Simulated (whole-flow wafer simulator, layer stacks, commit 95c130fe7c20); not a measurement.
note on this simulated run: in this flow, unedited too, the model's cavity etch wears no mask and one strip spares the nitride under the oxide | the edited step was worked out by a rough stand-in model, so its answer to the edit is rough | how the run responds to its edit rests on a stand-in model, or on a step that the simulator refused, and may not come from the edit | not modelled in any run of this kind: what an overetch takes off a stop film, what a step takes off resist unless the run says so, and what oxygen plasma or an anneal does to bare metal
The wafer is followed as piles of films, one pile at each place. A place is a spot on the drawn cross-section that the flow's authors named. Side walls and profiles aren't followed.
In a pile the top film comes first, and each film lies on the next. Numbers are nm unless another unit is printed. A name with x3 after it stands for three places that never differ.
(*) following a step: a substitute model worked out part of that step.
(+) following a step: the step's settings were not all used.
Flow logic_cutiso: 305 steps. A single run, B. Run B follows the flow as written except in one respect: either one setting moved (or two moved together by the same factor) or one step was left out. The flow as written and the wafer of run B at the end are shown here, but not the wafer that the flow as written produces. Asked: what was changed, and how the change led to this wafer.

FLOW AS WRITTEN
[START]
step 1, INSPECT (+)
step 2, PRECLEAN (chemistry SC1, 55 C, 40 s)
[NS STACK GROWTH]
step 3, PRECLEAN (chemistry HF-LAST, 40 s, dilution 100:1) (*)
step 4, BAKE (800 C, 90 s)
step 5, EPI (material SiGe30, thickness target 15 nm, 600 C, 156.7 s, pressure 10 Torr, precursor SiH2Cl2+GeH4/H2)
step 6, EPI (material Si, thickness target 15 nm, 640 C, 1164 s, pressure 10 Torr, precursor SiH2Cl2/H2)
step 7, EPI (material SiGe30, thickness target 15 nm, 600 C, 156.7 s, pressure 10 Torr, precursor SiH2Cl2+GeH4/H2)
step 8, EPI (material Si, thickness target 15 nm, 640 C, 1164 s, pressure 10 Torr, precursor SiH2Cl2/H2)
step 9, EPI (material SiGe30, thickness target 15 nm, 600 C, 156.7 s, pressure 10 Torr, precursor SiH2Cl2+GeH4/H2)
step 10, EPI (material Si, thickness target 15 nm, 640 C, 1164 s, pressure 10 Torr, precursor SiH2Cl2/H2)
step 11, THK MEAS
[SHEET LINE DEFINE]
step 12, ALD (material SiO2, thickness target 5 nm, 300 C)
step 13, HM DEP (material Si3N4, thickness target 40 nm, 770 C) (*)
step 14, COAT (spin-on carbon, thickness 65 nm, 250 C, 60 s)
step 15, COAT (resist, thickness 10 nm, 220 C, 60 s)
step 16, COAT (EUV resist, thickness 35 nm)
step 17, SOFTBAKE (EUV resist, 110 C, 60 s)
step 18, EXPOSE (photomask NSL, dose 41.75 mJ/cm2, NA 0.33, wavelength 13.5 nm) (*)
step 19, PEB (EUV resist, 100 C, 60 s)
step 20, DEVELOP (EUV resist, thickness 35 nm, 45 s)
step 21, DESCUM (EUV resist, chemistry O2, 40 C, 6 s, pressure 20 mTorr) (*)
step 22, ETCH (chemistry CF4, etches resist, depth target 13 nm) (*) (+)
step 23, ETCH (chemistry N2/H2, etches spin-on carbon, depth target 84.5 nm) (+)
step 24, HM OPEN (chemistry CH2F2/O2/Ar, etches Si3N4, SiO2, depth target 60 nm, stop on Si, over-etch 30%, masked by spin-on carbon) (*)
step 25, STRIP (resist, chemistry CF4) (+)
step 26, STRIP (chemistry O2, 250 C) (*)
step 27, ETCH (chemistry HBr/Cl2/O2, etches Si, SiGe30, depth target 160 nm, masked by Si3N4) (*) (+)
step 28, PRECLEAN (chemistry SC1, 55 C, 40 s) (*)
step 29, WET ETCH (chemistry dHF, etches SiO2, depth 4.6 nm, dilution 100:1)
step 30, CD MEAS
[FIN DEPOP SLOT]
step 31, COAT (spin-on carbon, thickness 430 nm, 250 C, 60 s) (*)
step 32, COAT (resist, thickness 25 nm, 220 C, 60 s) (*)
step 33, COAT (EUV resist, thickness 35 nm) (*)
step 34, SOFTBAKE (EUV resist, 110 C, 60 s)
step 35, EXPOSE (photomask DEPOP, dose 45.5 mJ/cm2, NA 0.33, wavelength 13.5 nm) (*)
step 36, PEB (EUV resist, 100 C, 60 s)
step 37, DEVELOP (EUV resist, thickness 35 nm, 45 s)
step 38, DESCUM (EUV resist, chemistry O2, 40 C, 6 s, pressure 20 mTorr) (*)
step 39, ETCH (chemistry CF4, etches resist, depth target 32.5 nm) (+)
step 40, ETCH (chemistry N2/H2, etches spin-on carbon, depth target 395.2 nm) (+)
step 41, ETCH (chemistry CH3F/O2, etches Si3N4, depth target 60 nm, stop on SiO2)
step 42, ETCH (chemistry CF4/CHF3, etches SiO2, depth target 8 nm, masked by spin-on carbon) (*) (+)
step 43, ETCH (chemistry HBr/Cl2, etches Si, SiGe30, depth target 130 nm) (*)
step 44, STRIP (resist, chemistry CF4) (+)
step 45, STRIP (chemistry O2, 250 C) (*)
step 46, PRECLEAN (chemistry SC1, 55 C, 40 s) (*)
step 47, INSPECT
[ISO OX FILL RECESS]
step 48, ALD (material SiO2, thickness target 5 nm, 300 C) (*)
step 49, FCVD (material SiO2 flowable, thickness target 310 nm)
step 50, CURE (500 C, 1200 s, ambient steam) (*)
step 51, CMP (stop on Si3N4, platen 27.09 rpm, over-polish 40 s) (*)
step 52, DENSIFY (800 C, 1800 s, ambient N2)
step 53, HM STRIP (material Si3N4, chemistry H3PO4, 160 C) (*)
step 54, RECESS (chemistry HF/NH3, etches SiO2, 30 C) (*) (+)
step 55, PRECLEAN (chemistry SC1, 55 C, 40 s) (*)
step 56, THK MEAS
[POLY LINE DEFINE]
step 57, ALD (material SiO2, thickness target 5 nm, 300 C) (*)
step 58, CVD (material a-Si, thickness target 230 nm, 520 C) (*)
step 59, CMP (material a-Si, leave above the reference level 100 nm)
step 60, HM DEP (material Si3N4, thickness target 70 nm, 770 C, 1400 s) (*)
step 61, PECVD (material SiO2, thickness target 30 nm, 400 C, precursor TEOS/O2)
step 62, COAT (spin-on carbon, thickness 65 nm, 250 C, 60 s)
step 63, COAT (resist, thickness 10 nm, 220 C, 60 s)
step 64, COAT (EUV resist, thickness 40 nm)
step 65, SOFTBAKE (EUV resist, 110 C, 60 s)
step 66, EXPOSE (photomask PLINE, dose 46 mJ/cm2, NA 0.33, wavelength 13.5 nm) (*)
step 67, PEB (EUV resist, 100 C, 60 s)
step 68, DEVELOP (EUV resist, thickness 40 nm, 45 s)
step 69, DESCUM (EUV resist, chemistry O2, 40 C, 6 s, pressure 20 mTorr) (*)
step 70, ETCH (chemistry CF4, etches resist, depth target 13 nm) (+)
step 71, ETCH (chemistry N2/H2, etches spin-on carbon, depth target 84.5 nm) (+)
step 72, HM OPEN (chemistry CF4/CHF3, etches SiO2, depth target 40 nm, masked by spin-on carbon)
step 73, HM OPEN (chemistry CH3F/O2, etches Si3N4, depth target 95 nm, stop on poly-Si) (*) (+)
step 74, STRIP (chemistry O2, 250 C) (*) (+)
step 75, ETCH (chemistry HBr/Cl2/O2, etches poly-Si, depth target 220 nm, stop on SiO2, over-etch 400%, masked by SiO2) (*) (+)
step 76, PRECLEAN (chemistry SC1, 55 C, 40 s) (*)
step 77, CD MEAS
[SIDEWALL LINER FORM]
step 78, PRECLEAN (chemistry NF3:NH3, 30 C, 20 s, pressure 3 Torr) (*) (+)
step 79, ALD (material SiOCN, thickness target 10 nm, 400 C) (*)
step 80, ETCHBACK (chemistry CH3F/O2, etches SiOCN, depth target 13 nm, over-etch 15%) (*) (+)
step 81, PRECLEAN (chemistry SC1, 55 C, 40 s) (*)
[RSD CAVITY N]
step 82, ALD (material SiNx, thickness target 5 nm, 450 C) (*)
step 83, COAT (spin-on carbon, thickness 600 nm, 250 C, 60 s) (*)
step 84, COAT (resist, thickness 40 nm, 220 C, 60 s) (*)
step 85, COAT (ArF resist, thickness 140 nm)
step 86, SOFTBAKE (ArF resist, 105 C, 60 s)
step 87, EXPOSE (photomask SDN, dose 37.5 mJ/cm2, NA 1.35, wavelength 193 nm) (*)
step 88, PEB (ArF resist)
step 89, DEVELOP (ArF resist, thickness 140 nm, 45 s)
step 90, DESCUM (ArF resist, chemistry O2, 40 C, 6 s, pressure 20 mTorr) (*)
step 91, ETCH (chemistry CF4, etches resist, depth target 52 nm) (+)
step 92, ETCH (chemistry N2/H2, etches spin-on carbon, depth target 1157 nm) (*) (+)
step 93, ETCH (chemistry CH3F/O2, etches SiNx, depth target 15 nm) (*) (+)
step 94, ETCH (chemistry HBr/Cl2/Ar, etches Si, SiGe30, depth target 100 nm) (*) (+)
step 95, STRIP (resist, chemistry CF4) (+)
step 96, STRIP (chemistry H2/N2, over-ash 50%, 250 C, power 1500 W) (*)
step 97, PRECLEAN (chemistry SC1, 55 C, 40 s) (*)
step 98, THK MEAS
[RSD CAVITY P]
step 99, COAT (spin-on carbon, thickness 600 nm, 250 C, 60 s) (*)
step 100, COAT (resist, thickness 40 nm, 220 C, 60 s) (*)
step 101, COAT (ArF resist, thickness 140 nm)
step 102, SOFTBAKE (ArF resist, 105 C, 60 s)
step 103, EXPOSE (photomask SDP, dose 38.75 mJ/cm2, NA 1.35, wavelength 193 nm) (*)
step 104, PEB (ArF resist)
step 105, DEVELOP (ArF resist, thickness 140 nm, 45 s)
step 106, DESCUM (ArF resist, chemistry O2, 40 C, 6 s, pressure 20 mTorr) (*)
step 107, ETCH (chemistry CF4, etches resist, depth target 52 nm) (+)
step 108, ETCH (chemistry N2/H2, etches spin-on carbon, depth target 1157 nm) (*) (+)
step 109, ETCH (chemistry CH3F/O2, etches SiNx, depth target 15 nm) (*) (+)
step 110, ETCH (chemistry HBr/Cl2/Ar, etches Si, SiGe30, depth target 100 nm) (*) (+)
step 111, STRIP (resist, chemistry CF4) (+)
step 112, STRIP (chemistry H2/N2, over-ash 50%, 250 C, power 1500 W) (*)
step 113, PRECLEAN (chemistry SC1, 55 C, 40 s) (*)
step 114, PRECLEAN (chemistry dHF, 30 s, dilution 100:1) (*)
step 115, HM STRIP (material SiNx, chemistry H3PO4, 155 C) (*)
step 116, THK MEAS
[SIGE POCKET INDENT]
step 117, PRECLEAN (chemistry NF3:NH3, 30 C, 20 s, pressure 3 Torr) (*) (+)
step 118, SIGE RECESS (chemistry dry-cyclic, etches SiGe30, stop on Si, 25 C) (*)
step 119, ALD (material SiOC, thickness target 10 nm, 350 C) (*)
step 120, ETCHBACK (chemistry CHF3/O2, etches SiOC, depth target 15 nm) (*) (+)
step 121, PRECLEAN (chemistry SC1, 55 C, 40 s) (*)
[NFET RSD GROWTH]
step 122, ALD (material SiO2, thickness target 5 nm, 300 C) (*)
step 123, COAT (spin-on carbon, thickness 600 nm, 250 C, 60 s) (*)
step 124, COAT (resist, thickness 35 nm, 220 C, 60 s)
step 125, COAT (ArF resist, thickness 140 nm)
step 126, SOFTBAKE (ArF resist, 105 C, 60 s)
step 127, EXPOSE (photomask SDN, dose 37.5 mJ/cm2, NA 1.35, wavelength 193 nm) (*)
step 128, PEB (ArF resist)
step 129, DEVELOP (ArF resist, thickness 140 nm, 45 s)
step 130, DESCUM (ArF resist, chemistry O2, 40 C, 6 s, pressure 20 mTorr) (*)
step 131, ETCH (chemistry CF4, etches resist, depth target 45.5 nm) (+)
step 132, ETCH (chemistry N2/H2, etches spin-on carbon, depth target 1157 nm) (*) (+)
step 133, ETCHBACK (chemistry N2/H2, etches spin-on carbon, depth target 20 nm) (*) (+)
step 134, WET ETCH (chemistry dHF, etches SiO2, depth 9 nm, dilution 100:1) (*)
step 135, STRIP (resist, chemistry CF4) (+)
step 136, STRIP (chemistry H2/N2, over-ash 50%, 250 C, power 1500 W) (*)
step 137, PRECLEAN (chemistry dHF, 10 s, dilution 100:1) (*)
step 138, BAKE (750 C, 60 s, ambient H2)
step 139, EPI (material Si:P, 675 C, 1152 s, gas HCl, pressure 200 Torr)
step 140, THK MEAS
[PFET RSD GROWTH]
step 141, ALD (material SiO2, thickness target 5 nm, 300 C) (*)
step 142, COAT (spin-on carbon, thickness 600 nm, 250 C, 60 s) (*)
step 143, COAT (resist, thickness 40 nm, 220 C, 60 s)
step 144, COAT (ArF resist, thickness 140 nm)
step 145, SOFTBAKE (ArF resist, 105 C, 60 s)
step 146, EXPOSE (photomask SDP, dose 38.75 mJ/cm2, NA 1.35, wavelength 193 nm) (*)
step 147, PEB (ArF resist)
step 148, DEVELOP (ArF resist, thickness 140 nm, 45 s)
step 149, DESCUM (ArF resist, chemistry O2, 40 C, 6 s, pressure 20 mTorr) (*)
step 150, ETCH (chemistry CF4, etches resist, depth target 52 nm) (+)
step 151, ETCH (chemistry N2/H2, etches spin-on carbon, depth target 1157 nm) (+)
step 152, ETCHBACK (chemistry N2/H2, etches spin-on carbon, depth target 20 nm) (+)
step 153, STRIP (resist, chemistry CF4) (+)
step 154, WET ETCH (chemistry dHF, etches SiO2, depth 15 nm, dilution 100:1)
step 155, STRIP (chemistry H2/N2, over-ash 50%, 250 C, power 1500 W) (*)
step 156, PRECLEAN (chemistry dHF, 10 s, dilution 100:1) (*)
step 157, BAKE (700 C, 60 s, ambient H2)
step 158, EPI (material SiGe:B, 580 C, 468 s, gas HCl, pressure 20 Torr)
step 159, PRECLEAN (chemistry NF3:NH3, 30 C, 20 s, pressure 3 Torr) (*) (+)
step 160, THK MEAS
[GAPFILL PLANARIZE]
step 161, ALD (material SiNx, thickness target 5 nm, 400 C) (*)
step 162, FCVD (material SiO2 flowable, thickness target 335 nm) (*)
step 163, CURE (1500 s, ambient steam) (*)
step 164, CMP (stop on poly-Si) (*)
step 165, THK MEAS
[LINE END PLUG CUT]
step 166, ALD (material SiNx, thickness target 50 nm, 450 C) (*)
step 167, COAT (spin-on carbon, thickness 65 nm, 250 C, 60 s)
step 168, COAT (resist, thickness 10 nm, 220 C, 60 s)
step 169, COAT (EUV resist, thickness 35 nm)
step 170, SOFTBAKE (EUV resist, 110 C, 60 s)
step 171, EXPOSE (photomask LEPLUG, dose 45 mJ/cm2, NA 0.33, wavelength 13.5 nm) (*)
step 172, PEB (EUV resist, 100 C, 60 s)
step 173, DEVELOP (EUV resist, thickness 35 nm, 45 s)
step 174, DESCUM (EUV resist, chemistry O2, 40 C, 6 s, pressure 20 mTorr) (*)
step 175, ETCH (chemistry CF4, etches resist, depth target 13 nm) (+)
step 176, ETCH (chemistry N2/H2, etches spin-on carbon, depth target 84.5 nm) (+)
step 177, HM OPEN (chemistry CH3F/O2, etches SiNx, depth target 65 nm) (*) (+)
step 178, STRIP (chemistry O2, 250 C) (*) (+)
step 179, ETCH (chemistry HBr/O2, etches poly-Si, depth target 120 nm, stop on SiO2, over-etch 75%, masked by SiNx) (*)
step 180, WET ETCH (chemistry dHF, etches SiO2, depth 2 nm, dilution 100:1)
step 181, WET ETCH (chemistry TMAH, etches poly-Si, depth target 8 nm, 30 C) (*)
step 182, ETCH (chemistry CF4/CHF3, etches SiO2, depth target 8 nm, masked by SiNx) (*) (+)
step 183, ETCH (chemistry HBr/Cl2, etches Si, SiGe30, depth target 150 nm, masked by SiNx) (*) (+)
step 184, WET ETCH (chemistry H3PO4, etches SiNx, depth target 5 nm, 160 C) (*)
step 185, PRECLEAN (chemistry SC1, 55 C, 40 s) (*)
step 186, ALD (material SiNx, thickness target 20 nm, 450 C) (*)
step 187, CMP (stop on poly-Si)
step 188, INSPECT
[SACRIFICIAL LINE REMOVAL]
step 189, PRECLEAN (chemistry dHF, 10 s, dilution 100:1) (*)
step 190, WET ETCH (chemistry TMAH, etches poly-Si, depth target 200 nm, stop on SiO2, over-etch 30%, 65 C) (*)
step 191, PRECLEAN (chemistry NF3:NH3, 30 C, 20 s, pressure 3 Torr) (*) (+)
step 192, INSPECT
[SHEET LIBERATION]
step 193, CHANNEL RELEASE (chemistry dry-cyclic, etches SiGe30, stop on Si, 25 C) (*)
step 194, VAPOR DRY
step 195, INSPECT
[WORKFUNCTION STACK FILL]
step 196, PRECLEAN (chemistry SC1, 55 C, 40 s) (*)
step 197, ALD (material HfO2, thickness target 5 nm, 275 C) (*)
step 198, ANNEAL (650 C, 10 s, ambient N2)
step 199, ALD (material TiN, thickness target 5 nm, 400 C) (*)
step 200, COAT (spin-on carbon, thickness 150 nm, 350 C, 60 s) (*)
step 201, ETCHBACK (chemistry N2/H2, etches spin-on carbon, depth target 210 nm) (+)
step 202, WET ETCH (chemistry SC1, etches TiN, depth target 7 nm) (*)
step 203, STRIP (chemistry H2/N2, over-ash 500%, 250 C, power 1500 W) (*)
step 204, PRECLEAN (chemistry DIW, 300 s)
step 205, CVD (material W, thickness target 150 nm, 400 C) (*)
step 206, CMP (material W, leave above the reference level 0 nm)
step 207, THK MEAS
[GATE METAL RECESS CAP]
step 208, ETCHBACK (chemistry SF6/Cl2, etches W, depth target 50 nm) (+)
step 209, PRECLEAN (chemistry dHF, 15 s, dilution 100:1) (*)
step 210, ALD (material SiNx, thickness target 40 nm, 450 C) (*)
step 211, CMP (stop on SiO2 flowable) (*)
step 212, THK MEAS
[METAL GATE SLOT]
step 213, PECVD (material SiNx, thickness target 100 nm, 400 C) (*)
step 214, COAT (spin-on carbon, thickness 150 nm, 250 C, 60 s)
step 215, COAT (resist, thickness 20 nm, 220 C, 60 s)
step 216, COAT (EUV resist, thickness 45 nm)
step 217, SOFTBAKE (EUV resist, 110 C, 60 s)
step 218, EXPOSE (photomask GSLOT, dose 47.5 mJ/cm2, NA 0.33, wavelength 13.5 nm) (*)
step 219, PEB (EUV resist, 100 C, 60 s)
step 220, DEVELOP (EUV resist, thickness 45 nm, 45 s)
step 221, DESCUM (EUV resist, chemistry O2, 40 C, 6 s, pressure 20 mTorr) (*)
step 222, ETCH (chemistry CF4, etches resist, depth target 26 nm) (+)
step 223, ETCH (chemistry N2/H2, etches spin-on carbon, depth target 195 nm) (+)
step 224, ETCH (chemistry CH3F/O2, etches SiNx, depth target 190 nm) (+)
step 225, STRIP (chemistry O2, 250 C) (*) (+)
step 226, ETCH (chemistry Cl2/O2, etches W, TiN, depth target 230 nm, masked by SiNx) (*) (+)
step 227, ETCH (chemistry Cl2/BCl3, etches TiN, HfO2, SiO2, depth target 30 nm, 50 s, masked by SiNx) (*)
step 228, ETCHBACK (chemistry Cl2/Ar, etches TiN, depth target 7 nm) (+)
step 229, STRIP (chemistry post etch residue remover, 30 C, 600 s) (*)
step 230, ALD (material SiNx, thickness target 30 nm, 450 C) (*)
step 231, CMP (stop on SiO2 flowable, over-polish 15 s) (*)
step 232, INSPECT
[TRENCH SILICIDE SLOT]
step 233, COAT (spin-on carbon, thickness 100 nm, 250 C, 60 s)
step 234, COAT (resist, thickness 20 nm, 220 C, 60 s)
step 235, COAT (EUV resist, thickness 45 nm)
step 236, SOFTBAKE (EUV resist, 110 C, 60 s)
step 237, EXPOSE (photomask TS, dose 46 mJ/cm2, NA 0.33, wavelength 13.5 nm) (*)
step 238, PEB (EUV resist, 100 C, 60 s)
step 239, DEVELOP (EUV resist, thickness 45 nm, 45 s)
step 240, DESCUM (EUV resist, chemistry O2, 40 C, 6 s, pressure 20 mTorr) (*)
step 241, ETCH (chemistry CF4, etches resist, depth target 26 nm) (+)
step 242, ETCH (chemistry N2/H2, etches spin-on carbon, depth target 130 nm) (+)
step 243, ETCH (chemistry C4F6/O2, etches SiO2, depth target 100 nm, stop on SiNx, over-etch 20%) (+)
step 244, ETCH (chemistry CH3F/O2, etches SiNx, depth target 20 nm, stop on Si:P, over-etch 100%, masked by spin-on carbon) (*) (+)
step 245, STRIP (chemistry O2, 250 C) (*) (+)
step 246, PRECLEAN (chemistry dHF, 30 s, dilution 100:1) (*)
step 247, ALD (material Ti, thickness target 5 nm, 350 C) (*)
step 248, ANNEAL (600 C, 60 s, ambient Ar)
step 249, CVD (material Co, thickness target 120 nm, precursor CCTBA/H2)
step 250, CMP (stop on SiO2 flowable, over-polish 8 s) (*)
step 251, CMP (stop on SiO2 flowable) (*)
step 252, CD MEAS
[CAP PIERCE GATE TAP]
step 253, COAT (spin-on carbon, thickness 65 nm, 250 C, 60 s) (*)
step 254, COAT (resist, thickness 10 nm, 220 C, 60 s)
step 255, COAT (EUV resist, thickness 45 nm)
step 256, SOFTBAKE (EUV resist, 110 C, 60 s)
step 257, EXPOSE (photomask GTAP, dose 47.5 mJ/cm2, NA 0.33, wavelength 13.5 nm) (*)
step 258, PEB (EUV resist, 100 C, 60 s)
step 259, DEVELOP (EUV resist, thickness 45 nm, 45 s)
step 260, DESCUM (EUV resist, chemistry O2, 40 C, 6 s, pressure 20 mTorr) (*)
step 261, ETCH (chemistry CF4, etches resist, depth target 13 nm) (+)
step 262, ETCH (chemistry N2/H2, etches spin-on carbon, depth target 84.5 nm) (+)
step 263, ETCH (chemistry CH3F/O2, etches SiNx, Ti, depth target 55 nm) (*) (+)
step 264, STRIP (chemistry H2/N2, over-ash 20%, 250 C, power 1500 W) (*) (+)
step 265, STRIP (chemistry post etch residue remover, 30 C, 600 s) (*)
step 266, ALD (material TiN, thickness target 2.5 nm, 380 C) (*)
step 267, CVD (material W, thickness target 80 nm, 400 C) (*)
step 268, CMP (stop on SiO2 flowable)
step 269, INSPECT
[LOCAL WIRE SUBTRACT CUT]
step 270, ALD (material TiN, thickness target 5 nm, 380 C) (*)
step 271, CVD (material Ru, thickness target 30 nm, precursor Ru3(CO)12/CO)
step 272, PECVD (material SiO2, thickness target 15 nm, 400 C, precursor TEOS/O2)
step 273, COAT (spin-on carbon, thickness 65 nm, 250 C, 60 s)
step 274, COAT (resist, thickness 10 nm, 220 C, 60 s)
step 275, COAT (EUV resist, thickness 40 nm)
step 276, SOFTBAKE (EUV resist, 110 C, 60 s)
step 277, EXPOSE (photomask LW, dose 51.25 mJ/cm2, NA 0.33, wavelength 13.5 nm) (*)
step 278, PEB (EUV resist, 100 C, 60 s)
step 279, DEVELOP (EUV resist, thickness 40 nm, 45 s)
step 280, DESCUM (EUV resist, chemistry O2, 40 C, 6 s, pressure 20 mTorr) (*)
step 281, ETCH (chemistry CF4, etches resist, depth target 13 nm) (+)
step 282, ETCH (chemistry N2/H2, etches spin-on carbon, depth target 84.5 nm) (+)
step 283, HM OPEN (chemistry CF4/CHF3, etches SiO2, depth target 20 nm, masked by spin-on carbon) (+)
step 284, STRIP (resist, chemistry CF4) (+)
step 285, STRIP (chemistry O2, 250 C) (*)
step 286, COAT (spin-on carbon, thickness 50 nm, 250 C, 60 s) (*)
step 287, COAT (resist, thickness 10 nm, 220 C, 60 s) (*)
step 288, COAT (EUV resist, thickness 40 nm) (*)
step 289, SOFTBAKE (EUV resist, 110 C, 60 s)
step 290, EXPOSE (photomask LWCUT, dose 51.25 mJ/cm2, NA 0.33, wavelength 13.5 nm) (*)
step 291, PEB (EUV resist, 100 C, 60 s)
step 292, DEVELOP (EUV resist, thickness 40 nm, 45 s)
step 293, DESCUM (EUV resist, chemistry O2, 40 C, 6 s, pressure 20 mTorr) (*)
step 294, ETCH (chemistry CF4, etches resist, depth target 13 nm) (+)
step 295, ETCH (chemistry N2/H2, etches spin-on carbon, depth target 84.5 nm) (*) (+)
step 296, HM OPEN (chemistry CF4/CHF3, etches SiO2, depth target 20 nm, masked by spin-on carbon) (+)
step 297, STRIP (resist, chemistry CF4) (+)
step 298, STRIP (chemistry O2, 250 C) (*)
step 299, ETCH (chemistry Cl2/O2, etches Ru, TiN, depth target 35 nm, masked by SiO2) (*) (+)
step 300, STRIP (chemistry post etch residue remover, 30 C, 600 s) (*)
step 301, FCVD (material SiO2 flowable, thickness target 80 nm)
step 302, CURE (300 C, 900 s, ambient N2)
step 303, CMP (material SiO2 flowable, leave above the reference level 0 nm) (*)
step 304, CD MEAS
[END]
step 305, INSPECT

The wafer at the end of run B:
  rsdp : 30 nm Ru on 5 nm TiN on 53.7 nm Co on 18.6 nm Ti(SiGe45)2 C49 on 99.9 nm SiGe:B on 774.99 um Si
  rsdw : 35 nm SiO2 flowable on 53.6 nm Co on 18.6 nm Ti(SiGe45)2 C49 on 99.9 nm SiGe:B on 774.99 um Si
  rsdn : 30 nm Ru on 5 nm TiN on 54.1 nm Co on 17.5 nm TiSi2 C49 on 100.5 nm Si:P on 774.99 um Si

The reason: step 247, ALD: thickness target 6.9 nm was run, while the flow as written has thickness target 5 nm.

The path from the change to this, step by step:
  step 247, ALD (material Ti, thickness target 5 nm, 350 C) (*)
      depop, dpovl, gfld and 19 more: Ti gains 6.9 (new film) (it would be, as written: Ti gains 5 (new film))
  step 248, ANNEAL (600 C, 60 s, ambient Ar)
      rsdp, rsdw: Ti(SiGe45)2 C49 gains 18.6 (new film), Ti loses 6.9 (all of it), SiGe:B loses 16.5 (it would be, as written: Ti(SiGe45) first gains 8.95 (new film), Ti loses 5 (all of it), SiGe:B loses 5.98)
      rsdn: TiSi2 C49 gains 17.5 (new film), Ti loses 6.9 (all of it), Si:P loses 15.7 (it would be, as written: TiSi2 C49 gains 12.7 (new film), Ti loses 5 (all of it), Si:P loses 11.3)
  step 250, CMP (stop on SiO2 flowable, over-polish 8 s) (*)
      iso: Co loses 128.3 (all of it), Ti loses 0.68 (it would be, as written: Co loses 127.1)
      rsdx: Co loses 127.9 (all of it), Ti loses 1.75 (it would be, as written: Co loses 127.9 (all of it))
      (also at 17 further places)
  step 251, CMP (stop on SiO2 flowable) (*)
      iso: Ti loses 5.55 (it would be, as written: Co loses 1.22 (all of it), Ti loses 4.34)
